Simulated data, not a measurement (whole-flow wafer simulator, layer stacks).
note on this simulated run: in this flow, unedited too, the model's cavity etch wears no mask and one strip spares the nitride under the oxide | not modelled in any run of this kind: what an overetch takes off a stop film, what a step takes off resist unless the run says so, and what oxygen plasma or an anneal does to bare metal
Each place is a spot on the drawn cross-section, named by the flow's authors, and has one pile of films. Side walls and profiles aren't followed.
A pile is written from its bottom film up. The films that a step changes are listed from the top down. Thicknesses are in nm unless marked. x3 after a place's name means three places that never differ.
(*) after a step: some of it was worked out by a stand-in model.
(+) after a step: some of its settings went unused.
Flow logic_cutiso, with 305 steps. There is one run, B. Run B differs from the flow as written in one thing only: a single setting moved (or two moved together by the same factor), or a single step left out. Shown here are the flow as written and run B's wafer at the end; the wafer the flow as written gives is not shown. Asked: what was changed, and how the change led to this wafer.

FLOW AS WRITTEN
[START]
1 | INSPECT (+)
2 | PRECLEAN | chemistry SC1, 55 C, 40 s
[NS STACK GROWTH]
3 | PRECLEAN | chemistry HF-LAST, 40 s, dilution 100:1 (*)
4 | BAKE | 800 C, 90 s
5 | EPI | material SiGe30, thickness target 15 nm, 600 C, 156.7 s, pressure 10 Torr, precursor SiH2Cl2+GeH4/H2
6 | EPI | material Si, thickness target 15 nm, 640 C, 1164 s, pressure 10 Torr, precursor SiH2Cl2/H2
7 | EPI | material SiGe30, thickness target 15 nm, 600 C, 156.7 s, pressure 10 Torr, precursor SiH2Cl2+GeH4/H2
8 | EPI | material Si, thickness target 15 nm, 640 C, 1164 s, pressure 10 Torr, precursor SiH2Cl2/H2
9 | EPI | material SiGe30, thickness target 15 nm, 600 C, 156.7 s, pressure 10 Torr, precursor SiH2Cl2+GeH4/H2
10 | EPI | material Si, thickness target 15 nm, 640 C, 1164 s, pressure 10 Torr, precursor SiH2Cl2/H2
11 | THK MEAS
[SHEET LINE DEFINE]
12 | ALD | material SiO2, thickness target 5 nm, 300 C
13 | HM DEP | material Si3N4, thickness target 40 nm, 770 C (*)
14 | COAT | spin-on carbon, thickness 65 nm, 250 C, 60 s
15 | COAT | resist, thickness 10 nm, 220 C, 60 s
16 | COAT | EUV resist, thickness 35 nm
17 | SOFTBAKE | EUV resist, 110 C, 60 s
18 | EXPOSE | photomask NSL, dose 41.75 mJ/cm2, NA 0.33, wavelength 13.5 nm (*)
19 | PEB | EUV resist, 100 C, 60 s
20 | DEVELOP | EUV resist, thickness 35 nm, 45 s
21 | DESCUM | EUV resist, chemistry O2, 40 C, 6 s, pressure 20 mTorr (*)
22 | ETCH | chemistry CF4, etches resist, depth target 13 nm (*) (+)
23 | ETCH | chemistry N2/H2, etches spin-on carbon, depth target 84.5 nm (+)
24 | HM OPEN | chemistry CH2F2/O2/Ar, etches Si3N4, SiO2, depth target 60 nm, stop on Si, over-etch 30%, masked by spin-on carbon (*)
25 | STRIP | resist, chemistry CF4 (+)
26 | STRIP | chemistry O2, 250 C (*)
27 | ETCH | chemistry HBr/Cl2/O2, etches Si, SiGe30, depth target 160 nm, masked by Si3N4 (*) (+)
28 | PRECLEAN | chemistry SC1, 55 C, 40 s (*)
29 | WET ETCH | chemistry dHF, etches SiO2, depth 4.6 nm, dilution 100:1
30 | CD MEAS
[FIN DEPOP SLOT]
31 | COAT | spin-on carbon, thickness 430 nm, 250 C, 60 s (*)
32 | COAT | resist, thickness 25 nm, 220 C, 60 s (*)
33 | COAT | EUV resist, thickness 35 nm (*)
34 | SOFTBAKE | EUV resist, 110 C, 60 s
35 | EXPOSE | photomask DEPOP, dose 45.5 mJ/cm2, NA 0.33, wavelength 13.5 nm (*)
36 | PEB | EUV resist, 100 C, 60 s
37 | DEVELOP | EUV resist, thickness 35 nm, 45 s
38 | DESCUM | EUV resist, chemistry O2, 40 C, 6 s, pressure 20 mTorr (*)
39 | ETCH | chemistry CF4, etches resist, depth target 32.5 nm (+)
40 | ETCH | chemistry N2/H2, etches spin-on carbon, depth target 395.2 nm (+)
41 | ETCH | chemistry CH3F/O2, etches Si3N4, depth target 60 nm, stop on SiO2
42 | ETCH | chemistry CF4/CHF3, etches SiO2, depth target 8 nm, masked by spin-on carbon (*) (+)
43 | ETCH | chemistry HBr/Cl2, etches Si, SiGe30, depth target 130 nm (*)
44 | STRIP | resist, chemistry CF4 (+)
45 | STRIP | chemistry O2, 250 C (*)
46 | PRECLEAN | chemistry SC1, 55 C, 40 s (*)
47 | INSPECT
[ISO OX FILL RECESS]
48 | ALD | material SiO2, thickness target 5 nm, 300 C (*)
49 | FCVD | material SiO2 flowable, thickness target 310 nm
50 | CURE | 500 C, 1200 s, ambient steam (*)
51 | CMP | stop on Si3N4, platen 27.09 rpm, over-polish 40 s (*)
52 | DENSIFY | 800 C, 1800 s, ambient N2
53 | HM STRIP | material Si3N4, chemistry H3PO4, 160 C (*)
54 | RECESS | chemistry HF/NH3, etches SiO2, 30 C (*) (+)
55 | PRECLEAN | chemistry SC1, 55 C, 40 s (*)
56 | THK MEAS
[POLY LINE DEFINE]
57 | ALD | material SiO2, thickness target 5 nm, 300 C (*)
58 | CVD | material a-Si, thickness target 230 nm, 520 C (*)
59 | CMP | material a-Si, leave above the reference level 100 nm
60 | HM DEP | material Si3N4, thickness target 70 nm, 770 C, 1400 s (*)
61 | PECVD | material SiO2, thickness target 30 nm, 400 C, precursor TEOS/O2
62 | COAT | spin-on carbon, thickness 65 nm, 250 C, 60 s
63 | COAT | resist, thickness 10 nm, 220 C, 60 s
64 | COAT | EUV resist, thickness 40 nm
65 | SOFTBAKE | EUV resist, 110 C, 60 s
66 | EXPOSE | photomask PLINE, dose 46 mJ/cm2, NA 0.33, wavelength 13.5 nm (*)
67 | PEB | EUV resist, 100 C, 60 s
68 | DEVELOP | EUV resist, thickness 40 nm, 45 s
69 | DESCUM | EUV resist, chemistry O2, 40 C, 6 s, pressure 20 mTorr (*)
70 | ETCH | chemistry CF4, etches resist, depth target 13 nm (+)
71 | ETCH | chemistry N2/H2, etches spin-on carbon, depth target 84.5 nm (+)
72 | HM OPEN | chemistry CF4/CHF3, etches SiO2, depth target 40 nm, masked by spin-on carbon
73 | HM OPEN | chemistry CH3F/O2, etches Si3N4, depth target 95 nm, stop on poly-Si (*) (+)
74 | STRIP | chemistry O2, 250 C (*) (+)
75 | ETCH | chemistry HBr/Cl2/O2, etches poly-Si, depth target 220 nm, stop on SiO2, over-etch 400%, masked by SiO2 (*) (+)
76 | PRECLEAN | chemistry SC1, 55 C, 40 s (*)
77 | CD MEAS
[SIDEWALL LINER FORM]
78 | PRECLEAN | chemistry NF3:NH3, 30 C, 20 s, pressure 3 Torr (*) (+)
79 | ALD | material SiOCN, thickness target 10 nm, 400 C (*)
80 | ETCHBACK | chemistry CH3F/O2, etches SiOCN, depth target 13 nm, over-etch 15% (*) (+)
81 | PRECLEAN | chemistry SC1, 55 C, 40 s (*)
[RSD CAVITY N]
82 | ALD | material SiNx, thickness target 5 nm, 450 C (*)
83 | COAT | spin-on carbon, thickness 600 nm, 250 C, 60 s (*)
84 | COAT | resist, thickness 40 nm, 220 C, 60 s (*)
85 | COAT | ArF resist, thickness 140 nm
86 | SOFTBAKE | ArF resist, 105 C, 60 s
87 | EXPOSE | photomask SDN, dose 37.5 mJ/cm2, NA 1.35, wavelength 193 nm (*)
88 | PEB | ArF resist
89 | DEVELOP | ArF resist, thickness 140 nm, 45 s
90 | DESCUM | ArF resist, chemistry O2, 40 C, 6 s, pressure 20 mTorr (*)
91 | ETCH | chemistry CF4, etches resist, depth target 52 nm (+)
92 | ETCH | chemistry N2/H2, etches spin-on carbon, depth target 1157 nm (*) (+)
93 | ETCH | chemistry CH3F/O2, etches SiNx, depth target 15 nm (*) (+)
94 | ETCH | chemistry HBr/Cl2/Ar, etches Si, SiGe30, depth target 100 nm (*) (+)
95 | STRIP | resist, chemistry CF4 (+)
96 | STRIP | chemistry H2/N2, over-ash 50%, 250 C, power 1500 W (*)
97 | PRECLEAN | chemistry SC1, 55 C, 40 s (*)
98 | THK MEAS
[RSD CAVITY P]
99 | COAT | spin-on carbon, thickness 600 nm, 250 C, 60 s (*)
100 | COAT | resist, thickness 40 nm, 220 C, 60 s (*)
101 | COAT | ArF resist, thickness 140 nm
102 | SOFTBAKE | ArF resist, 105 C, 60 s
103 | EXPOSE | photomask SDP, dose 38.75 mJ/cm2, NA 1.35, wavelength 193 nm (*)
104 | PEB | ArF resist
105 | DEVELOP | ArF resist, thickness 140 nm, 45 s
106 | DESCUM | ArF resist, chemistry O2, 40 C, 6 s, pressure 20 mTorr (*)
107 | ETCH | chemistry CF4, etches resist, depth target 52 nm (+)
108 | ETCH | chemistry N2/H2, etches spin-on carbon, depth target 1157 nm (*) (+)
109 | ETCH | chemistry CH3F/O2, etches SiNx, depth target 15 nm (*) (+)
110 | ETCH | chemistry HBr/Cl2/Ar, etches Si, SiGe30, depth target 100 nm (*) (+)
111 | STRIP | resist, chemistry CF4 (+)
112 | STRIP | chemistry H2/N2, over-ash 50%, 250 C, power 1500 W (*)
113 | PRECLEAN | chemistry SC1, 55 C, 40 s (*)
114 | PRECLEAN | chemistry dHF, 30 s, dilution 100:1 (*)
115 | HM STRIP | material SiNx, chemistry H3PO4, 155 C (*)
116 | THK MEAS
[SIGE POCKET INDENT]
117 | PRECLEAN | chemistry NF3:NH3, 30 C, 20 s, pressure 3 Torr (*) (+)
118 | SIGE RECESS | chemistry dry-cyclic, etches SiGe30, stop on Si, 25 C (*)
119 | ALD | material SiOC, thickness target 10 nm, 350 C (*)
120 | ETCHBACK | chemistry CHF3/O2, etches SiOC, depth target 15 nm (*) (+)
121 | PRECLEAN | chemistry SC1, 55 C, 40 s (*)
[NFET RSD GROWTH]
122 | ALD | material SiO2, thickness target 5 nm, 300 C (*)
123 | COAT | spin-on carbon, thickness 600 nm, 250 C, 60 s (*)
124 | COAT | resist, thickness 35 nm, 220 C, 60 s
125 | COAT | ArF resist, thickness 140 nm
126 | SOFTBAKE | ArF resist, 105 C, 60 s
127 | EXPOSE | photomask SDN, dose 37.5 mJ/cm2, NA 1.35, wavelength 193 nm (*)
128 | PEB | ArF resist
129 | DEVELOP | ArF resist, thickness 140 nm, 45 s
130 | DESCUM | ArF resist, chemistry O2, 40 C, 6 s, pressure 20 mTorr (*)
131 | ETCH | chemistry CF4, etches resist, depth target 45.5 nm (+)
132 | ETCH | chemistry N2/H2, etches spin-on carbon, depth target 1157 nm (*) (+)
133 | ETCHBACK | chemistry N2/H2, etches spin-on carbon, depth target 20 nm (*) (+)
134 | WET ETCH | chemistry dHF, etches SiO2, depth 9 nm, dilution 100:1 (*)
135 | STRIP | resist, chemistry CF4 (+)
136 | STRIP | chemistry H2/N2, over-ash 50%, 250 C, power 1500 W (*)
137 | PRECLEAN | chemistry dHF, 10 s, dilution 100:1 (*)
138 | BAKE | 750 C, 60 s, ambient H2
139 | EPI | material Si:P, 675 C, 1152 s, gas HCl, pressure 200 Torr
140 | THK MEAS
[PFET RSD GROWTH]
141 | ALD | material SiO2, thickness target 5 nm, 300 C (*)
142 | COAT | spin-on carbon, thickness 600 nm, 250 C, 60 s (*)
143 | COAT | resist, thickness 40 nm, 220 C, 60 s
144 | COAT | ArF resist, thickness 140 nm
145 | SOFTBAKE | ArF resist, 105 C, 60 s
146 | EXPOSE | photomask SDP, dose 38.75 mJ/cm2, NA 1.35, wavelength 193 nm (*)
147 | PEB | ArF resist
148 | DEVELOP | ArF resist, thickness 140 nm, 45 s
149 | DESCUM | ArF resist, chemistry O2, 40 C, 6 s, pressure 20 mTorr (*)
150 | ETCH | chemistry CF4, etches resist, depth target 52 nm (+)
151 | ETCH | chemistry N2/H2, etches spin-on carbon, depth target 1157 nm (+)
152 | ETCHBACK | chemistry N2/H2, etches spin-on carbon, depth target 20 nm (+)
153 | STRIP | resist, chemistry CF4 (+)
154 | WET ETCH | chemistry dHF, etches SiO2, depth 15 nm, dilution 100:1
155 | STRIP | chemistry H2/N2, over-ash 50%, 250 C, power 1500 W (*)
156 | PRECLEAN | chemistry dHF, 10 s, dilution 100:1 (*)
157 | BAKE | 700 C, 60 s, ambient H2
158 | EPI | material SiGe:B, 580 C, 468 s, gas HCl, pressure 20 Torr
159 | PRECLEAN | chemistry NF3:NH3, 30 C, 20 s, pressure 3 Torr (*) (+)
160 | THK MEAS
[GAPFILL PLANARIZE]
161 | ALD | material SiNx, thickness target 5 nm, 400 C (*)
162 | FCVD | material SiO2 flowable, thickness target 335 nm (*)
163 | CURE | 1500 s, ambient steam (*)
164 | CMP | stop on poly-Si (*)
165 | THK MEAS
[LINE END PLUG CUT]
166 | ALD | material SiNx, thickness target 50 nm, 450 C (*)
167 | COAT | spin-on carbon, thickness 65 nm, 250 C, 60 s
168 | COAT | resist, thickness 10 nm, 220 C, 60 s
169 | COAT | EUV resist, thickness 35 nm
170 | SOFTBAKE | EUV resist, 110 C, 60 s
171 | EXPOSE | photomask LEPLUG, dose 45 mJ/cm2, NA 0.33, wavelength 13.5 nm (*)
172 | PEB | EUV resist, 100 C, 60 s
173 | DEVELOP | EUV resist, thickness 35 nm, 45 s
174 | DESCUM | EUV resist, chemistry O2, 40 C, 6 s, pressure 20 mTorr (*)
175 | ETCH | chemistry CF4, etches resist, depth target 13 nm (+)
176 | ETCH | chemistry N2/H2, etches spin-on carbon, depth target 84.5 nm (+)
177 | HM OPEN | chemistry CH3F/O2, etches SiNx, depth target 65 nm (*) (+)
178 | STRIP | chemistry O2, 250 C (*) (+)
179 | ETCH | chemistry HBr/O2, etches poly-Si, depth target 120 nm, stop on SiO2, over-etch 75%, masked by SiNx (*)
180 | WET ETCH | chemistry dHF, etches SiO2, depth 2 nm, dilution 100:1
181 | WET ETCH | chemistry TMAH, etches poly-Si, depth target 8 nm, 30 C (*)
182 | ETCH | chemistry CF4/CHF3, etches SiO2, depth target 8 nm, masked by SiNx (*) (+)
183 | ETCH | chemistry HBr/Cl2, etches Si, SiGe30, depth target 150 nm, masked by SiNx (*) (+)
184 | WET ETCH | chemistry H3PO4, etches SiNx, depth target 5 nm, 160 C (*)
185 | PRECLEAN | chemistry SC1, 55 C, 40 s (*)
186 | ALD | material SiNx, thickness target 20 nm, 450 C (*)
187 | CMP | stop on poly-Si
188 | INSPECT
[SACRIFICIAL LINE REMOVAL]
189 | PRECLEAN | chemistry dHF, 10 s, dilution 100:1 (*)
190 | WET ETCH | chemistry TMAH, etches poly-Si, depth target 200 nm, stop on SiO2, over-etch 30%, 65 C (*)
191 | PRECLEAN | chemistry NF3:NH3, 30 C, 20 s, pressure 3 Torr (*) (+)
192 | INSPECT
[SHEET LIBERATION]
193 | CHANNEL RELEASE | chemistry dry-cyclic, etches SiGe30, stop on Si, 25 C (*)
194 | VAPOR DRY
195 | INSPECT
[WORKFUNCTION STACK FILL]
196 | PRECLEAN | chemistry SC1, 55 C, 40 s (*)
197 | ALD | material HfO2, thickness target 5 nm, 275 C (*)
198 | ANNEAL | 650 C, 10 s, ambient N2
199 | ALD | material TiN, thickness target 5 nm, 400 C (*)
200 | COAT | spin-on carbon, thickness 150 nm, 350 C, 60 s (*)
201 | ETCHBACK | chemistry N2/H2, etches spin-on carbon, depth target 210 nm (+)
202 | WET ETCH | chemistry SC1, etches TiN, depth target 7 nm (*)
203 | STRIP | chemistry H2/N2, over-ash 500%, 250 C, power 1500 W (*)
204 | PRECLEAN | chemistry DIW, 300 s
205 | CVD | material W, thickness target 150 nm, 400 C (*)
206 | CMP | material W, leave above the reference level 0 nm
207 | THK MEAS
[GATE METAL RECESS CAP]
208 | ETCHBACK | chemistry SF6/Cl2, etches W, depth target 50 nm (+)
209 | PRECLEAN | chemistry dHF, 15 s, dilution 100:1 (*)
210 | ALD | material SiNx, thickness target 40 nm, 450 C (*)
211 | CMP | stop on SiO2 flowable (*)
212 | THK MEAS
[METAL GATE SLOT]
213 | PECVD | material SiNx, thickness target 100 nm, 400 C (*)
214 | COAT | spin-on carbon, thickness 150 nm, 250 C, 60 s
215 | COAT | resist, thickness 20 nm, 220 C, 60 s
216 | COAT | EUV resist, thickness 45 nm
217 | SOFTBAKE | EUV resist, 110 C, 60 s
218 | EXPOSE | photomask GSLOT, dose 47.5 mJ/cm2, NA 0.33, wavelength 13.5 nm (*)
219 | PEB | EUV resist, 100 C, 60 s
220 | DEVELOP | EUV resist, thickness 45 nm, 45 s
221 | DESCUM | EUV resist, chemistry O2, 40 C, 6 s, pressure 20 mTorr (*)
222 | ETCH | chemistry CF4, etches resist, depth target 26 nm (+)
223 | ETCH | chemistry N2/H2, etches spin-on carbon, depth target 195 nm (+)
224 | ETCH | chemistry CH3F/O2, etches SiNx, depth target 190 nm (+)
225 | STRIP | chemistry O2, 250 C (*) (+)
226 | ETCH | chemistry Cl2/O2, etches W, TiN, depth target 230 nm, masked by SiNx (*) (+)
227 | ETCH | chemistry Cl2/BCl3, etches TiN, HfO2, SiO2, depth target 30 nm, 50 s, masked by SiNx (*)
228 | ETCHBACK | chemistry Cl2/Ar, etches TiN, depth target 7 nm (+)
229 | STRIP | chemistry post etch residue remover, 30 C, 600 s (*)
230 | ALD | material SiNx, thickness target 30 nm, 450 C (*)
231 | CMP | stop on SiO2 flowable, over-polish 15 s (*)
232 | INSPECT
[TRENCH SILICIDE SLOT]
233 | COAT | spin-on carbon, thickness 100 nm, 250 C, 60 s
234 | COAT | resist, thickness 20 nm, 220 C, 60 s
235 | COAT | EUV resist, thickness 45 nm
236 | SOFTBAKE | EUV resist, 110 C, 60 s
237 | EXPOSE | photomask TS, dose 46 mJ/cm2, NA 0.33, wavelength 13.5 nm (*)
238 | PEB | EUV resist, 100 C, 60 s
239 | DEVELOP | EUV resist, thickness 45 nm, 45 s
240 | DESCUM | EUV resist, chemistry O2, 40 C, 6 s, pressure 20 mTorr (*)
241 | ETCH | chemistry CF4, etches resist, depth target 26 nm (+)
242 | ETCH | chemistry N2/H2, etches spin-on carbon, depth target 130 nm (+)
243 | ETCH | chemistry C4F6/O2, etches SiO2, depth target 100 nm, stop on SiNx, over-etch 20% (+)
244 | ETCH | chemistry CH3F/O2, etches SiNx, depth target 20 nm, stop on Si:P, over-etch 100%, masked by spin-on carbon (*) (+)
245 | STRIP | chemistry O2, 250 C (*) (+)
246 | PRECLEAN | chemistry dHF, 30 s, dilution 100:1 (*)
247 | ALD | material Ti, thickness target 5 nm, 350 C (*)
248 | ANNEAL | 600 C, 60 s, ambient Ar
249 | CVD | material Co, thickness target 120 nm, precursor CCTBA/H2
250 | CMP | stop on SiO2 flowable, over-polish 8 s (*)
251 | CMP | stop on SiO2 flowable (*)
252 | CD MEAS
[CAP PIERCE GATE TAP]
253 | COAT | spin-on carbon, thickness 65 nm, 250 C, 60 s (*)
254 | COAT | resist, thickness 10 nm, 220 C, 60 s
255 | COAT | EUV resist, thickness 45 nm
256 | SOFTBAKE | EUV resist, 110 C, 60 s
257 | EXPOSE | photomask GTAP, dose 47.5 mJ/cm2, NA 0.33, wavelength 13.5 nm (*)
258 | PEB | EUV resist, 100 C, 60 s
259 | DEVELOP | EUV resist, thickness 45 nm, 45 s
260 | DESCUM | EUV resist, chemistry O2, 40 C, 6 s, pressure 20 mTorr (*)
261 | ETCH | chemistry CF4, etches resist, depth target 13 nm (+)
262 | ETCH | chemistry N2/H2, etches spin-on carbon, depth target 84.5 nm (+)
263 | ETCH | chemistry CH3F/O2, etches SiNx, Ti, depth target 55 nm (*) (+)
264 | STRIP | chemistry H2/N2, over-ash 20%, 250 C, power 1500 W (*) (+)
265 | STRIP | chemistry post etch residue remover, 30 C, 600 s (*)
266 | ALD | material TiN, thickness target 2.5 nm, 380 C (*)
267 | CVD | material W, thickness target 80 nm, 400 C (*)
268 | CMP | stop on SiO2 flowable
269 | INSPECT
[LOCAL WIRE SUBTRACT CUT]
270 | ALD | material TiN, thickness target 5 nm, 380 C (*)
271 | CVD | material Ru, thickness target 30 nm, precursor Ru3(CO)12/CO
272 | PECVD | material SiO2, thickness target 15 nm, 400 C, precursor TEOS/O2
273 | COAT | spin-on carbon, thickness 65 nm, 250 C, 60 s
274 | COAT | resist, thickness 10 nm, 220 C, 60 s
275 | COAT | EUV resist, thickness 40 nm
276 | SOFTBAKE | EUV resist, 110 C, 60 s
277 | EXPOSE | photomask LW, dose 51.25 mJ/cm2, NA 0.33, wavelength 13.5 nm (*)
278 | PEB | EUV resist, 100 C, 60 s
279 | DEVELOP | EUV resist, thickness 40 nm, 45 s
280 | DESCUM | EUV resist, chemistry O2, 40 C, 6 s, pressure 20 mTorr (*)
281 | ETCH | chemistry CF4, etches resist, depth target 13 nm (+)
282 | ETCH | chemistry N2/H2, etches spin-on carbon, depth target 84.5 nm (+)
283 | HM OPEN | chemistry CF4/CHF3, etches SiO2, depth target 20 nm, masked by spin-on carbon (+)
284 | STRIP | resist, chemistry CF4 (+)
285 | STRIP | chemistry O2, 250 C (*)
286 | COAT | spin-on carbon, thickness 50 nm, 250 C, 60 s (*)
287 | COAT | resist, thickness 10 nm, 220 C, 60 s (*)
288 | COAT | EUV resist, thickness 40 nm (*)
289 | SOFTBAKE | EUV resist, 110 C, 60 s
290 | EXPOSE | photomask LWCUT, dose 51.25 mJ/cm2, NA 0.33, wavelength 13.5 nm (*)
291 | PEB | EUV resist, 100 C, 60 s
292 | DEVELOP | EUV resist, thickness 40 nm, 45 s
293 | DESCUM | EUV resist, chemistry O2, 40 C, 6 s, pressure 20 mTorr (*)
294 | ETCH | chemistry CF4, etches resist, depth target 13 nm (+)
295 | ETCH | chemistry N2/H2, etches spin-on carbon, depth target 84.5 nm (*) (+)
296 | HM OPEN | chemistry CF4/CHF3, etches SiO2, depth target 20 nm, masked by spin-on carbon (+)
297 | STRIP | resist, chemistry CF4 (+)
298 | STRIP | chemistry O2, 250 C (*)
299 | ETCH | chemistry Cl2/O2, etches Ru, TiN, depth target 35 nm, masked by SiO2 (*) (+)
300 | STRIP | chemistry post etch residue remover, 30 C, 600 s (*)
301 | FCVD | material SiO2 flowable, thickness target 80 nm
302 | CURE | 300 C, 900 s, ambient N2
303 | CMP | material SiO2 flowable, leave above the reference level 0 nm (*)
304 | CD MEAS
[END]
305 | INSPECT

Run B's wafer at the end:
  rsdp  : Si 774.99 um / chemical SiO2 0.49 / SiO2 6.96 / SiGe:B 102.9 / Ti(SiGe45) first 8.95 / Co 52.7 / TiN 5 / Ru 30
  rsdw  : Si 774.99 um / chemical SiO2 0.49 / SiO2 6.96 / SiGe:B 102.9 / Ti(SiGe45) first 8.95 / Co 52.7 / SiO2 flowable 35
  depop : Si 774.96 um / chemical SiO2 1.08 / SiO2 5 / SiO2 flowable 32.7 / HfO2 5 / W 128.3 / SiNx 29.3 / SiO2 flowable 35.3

The reason: step 151, ETCH: depth target 462.8 nm was run, while the flow as written has depth target 1157 nm.

The path from the change to this, step by step:
  151 | ETCH | chemistry N2/H2, etches spin-on carbon, depth target 1157 nm (+)
      rsdp, rsdw: -462.8 spin-on carbon (it would be, as written: -800.8 spin-on carbon (all of it))
      glp: -462.8 spin-on carbon (it would be, as written: -524.5 spin-on carbon (all of it), -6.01 SiO2)
      (also at 19 further places)
  152 | ETCHBACK | chemistry N2/H2, etches spin-on carbon, depth target 20 nm (+)
      glp, gxp, lnrp, rsdp, rsdw: -20 spin-on carbon (it would be, as written: -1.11 SiO2)
  153 | STRIP | resist, chemistry CF4 (+)
      glp: nothing (it would be, as written: -1.36 SiO2 (all of it))
      gxp: nothing (it would be, as written: -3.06 SiO2 (all of it))
      (also at 20 further places)
  154 | WET ETCH | chemistry dHF, etches SiO2, depth 15 nm, dilution 100:1
      rsdp: nothing (it would be, as written: -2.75 SiO2 (all of it), -0.49 chemical SiO2 (all of it))
      rsdw: nothing (it would be, as written: -2.25 SiO2 (all of it), -0.49 chemical SiO2 (all of it))
  155 | STRIP | chemistry H2/N2, over-ash 50%, 250 C, power 1500 W (*)
      rsdp, rsdw: -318 spin-on carbon (all of it) (it would be, as written: nothing)
      glp: -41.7 spin-on carbon (all of it) (it would be, as written: nothing)
      (also at 2 further places)
  156 | PRECLEAN | chemistry dHF, 10 s, dilution 100:1 (*)
      glp, gxp: -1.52 SiO2 (it would be, as written: -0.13 Si3N4)
      rsdp, rsdw: -1.52 SiO2 (it would be, as written: nothing)
      (also at 1 further place)
  158 | EPI | material SiGe:B, 580 C, 468 s, gas HCl, pressure 20 Torr
      rsdp, rsdw: +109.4 SiGe:B (new film) (it would be, as written: +116.8 SiGe:B (new film))
  159 | PRECLEAN | chemistry NF3:NH3, 30 C, 20 s, pressure 3 Torr (*) (+)
      glp: -6.96 SiO2 (all of it) (it would be, as written: -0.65 Si3N4)
      gxp: -7.42 SiO2 (it would be, as written: -0.65 Si3N4)
      (also at 1 further place)
  164 | CMP | stop on poly-Si (*)
      gxp: -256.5 SiO2 flowable (all of it), -5 SiNx (all of it), -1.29 SiO2 (all of it), -70 Si3N4 (all of it) (it would be, as written: -256.8 SiO2 flowable (all of it), -5 SiNx (all of it), -69.2 Si3N4 (all of it))
